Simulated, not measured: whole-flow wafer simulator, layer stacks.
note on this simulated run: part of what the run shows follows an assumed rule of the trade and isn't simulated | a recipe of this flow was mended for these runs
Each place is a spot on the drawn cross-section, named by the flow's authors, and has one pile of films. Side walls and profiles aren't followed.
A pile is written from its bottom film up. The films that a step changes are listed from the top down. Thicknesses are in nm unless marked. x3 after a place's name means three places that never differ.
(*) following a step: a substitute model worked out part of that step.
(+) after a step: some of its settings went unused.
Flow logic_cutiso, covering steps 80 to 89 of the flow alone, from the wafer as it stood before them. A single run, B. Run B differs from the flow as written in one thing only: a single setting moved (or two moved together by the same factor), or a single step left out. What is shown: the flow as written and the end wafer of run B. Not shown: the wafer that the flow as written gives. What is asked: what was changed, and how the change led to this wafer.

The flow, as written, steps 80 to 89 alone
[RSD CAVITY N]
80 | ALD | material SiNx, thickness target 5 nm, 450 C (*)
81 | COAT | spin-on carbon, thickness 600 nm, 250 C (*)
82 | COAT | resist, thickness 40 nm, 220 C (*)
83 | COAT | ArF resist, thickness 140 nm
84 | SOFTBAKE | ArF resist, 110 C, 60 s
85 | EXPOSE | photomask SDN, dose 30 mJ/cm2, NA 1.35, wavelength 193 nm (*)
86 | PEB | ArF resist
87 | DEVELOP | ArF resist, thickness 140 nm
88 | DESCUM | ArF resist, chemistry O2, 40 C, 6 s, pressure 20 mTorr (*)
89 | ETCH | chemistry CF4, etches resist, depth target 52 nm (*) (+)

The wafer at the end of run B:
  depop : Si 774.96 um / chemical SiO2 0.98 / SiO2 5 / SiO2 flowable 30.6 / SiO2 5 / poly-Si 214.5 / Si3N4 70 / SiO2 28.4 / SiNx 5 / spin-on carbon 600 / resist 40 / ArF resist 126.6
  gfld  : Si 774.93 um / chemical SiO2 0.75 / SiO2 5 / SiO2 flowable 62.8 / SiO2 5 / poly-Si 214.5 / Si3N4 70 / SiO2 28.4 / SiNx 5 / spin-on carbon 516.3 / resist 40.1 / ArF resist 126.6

The reason: step 83, COAT: thickness 170 nm was run, while the flow as written has thickness 140 nm; step 87, DEVELOP: thickness 170 nm was run, where the flow has thickness 140 nm.

Step by step, how the change led to this:
  83 | COAT | ArF resist, thickness 140 nm
      depop, dpovl x3, gfld and 17 more: ArF resist gains 170 (new film) (it would be, as written: ArF resist gains 140 (new film))
  87 | DEVELOP | ArF resist, thickness 140 nm
      gl, gxn, lnr, lnrt, rsdn, rsdx, tap: ArF resist loses 169.2 (all of it) (it would be, as written: ArF resist loses 139.3 (all of it))
